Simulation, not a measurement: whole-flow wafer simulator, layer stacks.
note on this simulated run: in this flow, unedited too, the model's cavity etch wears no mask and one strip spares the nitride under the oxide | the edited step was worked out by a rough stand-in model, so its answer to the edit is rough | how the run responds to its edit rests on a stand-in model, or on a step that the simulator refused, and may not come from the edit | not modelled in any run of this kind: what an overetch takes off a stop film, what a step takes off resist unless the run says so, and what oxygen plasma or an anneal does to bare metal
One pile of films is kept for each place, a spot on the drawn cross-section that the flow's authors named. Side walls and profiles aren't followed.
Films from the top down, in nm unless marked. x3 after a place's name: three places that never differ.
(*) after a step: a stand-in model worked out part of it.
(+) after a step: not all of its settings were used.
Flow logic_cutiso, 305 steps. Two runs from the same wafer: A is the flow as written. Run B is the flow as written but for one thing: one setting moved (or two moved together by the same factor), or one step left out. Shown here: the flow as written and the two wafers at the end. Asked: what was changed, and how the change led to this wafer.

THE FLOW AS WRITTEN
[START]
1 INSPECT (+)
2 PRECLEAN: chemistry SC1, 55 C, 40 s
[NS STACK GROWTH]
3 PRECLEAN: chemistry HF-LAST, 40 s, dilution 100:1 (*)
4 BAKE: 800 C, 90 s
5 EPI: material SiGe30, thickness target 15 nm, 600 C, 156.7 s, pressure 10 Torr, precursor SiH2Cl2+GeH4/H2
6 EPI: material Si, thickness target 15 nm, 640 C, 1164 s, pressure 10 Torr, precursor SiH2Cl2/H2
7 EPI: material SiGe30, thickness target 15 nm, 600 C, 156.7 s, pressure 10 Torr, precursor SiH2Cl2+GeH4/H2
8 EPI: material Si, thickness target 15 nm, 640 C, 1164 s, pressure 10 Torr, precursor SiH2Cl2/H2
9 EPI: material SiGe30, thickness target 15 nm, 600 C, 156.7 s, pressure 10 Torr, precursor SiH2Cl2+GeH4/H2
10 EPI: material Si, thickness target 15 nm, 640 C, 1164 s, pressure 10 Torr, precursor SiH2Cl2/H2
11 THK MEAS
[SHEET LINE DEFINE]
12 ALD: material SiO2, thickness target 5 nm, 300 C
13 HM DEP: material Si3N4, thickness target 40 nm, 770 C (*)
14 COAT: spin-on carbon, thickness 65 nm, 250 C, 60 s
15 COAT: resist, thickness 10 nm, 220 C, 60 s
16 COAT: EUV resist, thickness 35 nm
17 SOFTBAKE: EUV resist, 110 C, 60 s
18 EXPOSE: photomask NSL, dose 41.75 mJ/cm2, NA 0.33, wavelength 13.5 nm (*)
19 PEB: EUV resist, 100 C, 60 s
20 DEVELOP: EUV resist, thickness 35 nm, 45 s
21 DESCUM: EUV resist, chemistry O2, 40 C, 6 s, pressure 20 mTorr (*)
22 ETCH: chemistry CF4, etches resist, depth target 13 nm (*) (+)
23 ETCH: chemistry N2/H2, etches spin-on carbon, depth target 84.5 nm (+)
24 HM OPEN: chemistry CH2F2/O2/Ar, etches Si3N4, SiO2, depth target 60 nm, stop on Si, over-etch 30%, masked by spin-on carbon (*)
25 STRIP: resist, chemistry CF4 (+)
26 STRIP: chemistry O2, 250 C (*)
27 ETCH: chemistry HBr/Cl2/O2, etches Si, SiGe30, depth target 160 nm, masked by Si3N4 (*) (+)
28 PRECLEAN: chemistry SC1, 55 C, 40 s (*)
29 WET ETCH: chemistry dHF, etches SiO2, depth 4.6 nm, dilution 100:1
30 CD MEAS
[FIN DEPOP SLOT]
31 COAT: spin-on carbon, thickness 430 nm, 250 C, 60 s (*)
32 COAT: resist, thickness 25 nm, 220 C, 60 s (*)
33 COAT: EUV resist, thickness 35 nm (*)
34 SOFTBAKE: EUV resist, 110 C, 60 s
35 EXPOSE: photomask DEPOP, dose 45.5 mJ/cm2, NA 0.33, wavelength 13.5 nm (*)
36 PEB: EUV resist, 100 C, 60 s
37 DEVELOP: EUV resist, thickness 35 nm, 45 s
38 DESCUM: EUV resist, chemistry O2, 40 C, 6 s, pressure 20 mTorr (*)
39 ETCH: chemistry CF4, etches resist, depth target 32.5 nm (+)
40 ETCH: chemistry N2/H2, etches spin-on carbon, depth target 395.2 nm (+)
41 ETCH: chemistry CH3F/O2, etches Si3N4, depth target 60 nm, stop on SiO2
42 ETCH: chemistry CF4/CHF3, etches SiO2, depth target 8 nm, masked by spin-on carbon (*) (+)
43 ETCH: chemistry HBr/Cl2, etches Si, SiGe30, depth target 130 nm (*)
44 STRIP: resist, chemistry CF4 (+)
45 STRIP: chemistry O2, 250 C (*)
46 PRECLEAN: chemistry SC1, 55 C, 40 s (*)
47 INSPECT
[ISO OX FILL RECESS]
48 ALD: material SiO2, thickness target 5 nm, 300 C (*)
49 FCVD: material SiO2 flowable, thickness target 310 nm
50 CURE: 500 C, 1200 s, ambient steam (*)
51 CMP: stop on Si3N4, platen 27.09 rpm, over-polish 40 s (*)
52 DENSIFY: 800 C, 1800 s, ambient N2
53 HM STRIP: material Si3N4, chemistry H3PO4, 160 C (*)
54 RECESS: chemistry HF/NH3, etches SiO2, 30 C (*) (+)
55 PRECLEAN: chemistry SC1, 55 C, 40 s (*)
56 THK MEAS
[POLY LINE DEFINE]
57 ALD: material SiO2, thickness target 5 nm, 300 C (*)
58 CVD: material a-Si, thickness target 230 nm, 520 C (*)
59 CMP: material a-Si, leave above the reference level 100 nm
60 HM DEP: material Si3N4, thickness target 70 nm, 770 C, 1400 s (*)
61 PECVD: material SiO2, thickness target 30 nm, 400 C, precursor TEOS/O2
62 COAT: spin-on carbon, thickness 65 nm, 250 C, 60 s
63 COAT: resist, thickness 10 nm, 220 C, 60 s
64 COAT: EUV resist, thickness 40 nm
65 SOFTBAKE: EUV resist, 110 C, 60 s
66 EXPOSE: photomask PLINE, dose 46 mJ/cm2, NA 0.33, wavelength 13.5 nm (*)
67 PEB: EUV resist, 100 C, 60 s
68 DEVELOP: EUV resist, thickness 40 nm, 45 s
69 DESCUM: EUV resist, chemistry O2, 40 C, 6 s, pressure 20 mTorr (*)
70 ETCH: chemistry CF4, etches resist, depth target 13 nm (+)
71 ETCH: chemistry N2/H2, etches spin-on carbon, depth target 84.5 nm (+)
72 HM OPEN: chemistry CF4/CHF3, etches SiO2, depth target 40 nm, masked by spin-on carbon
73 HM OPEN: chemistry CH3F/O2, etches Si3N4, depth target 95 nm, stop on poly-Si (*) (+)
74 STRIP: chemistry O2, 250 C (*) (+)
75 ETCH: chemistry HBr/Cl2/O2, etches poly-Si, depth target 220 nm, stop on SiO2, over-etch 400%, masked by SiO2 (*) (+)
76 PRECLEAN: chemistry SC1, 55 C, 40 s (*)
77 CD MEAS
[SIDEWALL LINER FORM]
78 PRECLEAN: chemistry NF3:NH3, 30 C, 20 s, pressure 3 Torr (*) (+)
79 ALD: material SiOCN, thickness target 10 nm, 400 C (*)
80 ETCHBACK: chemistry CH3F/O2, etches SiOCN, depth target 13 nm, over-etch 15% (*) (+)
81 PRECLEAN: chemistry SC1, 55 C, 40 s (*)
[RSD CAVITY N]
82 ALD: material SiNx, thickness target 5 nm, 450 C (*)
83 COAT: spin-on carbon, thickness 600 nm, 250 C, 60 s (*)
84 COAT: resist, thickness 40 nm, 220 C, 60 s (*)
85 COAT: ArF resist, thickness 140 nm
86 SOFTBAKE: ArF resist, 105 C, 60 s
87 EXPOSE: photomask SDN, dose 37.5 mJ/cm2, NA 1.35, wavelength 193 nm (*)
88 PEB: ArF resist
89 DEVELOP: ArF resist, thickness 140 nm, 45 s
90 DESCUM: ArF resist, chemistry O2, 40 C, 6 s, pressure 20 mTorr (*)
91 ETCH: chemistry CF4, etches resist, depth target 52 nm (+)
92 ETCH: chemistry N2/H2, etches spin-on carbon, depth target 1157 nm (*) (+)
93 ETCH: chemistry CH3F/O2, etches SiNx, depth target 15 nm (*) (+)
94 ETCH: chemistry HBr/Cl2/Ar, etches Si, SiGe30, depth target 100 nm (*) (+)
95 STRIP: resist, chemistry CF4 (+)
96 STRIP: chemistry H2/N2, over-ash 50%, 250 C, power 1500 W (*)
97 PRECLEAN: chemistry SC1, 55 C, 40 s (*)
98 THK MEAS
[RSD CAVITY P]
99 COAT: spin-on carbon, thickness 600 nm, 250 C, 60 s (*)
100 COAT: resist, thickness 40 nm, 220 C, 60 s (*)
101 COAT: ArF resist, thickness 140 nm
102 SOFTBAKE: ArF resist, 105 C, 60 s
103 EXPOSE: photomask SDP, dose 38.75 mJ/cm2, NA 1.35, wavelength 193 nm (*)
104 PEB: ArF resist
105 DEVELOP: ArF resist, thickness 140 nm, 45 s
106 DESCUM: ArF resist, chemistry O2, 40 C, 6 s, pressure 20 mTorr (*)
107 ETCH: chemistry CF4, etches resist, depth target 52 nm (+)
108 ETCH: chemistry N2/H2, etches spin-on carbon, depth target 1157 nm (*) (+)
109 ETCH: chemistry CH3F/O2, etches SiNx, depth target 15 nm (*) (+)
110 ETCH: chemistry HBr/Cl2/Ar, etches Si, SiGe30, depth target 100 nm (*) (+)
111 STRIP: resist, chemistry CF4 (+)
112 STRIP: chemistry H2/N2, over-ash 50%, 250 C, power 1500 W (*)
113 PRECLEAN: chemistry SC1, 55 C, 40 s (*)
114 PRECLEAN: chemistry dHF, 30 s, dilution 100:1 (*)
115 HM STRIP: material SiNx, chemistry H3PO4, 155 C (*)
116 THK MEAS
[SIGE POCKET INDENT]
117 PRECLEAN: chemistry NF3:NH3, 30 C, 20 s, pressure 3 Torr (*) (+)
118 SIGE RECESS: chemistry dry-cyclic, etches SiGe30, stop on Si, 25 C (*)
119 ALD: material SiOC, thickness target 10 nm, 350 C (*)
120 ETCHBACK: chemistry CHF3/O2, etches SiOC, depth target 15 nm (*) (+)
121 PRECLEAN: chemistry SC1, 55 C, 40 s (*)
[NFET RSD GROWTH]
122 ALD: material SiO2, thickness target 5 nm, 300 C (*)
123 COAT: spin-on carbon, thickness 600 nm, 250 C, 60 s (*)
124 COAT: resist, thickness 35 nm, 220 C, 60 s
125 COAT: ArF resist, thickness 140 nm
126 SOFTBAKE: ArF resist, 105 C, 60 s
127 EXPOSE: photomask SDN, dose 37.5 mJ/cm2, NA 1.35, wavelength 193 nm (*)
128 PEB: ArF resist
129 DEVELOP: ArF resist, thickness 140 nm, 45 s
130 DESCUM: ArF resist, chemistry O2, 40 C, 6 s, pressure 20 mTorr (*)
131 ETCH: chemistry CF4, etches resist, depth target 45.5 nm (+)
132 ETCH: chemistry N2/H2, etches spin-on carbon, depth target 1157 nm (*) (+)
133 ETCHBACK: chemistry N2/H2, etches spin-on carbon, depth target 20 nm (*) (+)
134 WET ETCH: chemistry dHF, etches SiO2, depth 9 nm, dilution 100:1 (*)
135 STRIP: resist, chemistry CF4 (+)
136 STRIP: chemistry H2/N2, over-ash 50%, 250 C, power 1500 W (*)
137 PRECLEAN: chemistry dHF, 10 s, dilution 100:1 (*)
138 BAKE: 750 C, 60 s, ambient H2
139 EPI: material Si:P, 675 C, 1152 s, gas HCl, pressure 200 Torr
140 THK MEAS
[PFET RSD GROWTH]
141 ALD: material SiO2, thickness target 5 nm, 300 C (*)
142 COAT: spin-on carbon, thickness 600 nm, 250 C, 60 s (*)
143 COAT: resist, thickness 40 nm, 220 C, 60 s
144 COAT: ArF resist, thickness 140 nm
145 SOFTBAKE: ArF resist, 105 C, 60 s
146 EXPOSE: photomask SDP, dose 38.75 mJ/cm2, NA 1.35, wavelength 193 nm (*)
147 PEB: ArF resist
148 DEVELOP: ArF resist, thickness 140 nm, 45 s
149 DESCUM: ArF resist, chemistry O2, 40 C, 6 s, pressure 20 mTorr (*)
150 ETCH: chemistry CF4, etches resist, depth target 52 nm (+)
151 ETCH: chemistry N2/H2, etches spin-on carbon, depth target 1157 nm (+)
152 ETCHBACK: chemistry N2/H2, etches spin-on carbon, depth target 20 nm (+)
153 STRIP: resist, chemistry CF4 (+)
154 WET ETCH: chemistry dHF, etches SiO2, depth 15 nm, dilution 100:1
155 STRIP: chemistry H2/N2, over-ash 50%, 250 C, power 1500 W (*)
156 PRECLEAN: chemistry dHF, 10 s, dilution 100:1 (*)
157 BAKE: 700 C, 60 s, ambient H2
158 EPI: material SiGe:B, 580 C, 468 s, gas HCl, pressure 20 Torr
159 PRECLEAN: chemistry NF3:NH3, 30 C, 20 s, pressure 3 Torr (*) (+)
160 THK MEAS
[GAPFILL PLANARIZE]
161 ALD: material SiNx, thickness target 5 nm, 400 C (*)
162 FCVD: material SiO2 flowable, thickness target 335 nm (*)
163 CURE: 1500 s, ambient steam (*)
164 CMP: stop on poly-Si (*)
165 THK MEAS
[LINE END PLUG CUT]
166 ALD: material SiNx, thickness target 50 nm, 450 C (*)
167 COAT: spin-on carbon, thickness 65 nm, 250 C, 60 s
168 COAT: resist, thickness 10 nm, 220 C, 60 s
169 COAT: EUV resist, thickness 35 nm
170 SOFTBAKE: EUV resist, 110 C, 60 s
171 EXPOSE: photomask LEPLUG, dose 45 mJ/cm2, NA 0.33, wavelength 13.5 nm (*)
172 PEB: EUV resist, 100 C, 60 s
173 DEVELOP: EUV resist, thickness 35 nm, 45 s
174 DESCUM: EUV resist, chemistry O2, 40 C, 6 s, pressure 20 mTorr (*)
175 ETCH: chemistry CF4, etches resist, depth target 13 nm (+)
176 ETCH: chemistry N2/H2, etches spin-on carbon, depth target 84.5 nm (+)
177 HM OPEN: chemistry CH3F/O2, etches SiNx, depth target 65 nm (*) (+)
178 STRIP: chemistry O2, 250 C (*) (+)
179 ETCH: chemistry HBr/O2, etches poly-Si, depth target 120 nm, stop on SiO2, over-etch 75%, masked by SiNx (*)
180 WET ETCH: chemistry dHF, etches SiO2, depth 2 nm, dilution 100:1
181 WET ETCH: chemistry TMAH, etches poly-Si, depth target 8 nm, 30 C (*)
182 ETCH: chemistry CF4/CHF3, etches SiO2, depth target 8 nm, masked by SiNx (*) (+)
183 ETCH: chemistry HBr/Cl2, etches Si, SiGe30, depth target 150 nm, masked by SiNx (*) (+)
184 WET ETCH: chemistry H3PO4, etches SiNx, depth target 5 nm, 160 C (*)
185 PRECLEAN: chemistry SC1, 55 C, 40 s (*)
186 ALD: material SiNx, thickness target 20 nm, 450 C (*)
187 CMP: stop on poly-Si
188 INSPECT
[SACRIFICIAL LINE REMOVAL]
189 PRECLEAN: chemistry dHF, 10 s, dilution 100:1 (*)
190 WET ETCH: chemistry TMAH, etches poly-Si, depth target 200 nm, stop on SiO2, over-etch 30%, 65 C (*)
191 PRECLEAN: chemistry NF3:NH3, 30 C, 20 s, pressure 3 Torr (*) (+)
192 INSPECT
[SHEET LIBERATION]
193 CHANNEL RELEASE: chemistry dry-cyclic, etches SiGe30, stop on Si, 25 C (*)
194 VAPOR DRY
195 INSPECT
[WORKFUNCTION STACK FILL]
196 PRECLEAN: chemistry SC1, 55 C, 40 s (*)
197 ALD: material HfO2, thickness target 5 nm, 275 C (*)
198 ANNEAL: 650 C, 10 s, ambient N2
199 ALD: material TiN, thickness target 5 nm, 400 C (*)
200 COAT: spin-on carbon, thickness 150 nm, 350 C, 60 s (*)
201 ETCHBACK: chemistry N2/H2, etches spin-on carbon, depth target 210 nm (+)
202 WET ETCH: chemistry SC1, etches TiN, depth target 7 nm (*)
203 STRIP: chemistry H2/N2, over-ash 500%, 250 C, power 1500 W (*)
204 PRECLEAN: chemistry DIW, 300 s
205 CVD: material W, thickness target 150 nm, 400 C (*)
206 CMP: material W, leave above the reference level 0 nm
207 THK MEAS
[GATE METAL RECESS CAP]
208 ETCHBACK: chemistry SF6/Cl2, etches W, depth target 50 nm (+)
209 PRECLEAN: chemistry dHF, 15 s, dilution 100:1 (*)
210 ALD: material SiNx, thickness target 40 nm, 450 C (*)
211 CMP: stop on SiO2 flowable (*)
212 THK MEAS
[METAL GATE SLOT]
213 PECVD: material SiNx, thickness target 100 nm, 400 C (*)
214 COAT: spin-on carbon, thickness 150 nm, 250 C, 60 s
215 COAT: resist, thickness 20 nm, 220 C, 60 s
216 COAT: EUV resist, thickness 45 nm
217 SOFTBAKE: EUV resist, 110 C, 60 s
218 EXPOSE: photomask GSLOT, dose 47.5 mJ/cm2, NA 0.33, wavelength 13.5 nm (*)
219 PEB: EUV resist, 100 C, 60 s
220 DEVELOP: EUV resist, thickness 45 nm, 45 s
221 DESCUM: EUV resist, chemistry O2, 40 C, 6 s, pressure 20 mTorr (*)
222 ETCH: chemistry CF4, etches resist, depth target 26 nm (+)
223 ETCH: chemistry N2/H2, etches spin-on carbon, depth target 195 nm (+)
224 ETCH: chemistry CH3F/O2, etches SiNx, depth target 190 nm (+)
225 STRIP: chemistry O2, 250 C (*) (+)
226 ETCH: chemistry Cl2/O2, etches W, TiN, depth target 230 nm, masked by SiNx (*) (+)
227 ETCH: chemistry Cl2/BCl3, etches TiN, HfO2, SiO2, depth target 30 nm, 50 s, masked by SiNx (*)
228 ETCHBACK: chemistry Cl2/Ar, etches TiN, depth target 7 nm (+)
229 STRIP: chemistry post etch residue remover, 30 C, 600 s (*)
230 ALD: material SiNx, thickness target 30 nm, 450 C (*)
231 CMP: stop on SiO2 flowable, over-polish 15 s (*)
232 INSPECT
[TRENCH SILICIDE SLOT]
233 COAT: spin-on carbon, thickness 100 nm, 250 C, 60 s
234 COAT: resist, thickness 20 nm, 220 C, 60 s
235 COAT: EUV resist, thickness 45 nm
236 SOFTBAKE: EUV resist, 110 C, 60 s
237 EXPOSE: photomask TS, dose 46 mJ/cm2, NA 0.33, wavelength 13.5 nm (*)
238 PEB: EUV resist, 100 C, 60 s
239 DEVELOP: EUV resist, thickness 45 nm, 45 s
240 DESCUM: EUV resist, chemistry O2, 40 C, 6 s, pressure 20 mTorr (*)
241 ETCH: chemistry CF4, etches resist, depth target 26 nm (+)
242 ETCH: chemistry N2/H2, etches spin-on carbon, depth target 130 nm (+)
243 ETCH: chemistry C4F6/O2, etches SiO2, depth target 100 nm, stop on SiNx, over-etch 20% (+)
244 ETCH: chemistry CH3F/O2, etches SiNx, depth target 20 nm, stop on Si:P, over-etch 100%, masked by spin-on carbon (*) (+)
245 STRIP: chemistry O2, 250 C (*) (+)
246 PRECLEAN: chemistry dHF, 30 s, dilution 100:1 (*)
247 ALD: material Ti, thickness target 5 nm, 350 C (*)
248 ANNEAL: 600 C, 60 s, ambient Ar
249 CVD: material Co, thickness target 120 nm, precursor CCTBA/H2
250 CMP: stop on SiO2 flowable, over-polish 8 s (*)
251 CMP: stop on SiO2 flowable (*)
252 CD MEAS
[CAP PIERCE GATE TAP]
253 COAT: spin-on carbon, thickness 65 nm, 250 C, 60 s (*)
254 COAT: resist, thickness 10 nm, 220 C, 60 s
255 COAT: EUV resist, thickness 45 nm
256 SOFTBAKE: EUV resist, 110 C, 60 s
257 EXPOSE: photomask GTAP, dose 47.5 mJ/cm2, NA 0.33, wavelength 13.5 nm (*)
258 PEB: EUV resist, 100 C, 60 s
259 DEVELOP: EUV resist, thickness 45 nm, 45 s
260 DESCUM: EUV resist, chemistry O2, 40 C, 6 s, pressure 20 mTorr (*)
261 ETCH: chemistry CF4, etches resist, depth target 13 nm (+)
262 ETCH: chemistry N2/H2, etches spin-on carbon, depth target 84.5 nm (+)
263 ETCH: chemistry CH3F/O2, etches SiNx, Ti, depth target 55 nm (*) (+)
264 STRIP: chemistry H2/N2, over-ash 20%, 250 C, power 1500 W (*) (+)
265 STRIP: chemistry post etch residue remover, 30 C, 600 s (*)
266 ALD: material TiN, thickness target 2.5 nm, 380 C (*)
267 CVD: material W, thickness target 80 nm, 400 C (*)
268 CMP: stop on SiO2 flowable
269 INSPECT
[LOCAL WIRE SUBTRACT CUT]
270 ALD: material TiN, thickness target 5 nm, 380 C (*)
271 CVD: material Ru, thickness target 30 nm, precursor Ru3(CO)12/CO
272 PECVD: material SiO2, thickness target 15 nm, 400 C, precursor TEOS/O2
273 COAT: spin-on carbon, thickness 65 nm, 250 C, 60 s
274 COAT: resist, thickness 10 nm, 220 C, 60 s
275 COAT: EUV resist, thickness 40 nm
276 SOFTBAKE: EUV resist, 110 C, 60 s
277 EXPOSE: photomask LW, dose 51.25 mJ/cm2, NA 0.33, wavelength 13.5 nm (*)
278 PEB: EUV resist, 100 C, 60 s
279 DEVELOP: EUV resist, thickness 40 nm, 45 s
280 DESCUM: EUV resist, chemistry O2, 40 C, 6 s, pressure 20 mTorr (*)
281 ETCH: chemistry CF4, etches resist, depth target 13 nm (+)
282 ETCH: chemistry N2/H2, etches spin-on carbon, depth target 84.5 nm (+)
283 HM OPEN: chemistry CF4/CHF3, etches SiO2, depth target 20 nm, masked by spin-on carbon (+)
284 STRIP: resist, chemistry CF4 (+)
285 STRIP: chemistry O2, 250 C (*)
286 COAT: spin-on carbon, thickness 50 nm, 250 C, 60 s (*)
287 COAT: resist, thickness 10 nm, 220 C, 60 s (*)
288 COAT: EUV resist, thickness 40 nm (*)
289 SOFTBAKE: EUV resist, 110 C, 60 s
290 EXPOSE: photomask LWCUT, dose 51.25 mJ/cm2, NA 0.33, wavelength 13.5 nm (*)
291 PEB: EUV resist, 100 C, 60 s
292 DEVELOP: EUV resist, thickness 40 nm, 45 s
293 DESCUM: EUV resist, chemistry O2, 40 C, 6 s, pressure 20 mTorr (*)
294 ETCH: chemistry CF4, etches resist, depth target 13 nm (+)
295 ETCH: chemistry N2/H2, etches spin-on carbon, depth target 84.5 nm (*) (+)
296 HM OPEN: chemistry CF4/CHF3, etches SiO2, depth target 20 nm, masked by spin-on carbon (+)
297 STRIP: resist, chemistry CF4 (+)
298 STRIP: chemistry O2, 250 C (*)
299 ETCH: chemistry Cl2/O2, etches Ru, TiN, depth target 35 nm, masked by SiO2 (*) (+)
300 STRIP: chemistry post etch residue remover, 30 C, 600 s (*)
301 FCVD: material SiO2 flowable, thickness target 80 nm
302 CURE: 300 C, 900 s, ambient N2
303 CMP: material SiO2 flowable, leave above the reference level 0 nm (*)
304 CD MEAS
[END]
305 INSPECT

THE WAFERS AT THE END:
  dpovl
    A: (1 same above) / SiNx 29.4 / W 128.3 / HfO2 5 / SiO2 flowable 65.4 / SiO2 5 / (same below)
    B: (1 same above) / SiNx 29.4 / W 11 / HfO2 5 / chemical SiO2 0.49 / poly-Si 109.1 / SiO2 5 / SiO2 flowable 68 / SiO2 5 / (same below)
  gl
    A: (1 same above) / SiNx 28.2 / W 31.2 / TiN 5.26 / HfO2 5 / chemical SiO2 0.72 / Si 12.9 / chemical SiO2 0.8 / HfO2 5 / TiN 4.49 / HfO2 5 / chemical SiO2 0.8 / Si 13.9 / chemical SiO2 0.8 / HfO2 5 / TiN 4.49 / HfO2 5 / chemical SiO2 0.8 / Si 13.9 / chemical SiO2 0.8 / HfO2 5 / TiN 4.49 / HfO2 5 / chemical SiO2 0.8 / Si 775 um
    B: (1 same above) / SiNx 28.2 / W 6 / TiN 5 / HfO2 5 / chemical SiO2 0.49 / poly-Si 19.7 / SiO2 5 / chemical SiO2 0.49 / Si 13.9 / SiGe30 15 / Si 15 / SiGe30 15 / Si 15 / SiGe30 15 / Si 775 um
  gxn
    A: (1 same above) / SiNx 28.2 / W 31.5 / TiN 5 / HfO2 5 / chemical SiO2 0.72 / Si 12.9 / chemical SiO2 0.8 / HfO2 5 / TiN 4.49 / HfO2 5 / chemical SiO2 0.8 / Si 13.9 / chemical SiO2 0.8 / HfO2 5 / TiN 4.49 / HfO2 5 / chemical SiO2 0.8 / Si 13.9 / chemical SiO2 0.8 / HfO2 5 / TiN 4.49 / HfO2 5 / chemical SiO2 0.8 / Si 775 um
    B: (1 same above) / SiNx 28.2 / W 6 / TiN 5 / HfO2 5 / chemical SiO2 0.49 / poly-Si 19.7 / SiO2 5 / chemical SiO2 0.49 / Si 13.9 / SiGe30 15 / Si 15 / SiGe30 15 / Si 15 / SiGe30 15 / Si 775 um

The cause: step 190, WET ETCH: depth target 80 nm was run, where the flow has depth target 200 nm.

How the change led to this, step by step:
  190 WET ETCH: chemistry TMAH, etches poly-Si, depth target 200 nm, stop on SiO2, over-etch 30%, 65 C (*)
      depop, dpovl, gfld, gxf, isow, nsgap: A poly-Si -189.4 (all of it) | B poly-Si -80
      gl, glp, gxn, gxp, ns, tap: A poly-Si -100 (all of it) | B poly-Si -80
  191 PRECLEAN: chemistry NF3:NH3, 30 C, 20 s, pressure 3 Torr (*) (+)
      depop, dpovl, gfld, gxf, isow, nsgap: A SiO2 -5 (all of it), SiO2 flowable -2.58 | B nothing
      gl, glp, gxn, gxp, ns, tap: A SiO2 -5 (all of it), chemical SiO2 -0.49 (all of it) | B nothing
  193 CHANNEL RELEASE: chemistry dry-cyclic, etches SiGe30, stop on Si, 25 C (*)
      gl, glp, gxn, gxp, ns, tap: A chemical SiO2 +0.8 (new film), Si -0.99, chemical SiO2 +0.8 (new film), cavity +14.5 (new film), chemical SiO2 +0.8 (new film), SiGe30 -15 (all of it), Si -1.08, chemical SiO2 +0.8 (new film), cavity +14.5 (new film), chemical SiO2 +0.8 (new film), SiGe30 -15 (all of it), Si -1.08, chemical SiO2 +0.8 (new film), cavity +14.5 (new film), chemical SiO2 +0.8 (new film), SiGe30 -15 (all of it), Si -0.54 | B nothing
  196 PRECLEAN: chemistry SC1, 55 C, 40 s (*)
      gl, glp, gxn, gxp, ns, tap: A chemical SiO2 -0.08 | B chemical SiO2 +0.49 (new film), poly-Si -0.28
  197 ALD: material HfO2, thickness target 5 nm, 275 C (*)
      gl, glp, gxn, gxp, ns, tap: A HfO2 +5 (new film), HfO2 +5 (new film), cavity -10, HfO2 +5 (new film), HfO2 +5 (new film), cavity -10, HfO2 +5 (new film), HfO2 +5 (new film), cavity -10, HfO2 +5 (new film) | B HfO2 +5 (new film)
      gxf: A HfO2 +7.7 (new film) | B HfO2 +5 (new film)
  199 ALD: material TiN, thickness target 5 nm, 400 C (*)
      gl, glp, tap: A TiN +5.26 (new film), TiN +4.49 (new film), cavity -4.49 (all of it), TiN +4.49 (new film), cavity -4.49 (all of it), TiN +4.49 (new film), cavity -4.49 (all of it) | B TiN +5 (new film)
      gxn, gxp, ns: A TiN +5 (new film), TiN +4.49 (new film), cavity -4.49 (all of it), TiN +4.49 (new film), cavity -4.49 (all of it), TiN +4.49 (new film), cavity -4.49 (all of it) | B TiN +5 (new film)
      (and at 1 more place)
  200 COAT: spin-on carbon, thickness 150 nm, 350 C, 60 s (*)
      gl, glp, gxn, gxp: A spin-on carbon +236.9 (new film) | B spin-on carbon +216.5 (new film)
      lnr, lnrp: A spin-on carbon +133.9 (new film) | B spin-on carbon +138.6 (new film)
      (and at 16 more places)
  201 ETCHBACK: chemistry N2/H2, etches spin-on carbon, depth target 210 nm (+)
      lnr, lnrp: A spin-on carbon -133.9 (all of it) | B spin-on carbon -138.6 (all of it)
      rsdn, rsdw: A spin-on carbon -145.8 (all of it) | B spin-on carbon -150.6 (all of it)
      (and at 11 more places)
  203 STRIP: chemistry H2/N2, over-ash 500%, 250 C, power 1500 W (*)
      gl, glp: A spin-on carbon -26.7 (all of it) | B spin-on carbon -6.38 (all of it)
      gxn, gxp: A spin-on carbon -26.8 (all of it) | B spin-on carbon -6.37 (all of it)
      (and at 3 more places)
  205 CVD: material W, thickness target 150 nm, 400 C (*)
      depop, dpovl, isow, nsgap: A W +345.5 (new film) | B W +228.2 (new film)
      gl, glp, tap: A W +248.4 (new film) | B W +223.2 (new film)
      (and at 5 more places)
  226 ETCH: chemistry Cl2/O2, etches W, TiN, depth target 230 nm, masked by SiNx (*) (+)
      depop, dpovl, gl and 18 more: A SiNx -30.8 | B SiNx -1.45
      gfld: A W -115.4 (all of it), TiN -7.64 (all of it), HfO2 -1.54 | B W -0.81 (all of it), TiN -5 (all of it), HfO2 -0.07
  227 ETCH: chemistry Cl2/BCl3, etches TiN, HfO2, SiO2, depth target 30 nm, 50 s, masked by SiNx (*)
      gfld: A HfO2 -3.46 (all of it), SiO2 flowable -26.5 | B HfO2 -4.93 (all of it), chemical SiO2 -0.49 (all of it), poly-Si -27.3
  228 ETCHBACK: chemistry Cl2/Ar, etches TiN, depth target 7 nm (+)
      gfld: A SiO2 flowable -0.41 | B poly-Si -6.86
  230 ALD: material SiNx, thickness target 30 nm, 450 C (*)
      gfld: A SiNx +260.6 (new film) | B SiNx +180.4 (new film)
  231 CMP: stop on SiO2 flowable, over-polish 15 s (*)
      depop, dpovl, gl and 9 more: A SiNx -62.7 | B SiNx -92
      lnr, lnri, lnrp, lnrt: A SiNx -61 (all of it), SiOCN -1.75 | B SiNx -90.3 (all of it), SiOCN -1.75
      (and at 6 more places)
Counting metal films that touch as one body, gl has 1 body; the flow as written gives 4 bodies (between them, from the top down: HfO2 5 / chemical SiO2 0.72 / Si 12.9 / chemical SiO2 0.8 / HfO2 5; HfO2 5 / chemical SiO2 0.8 / Si 13.9 / chemical SiO2 0.8 / HfO2 5; HfO2 5 / chemical SiO2 0.8 / Si 13.9 / chemical SiO2 0.8 / HfO2 5).
Counting metal films that touch as one body, gxn has 1 body; the flow as written gives 4 bodies (between them, from the top down: HfO2 5 / chemical SiO2 0.72 / Si 12.9 / chemical SiO2 0.8 / HfO2 5; HfO2 5 / chemical SiO2 0.8 / Si 13.9 / chemical SiO2 0.8 / HfO2 5; HfO2 5 / chemical SiO2 0.8 / Si 13.9 / chemical SiO2 0.8 / HfO2 5).
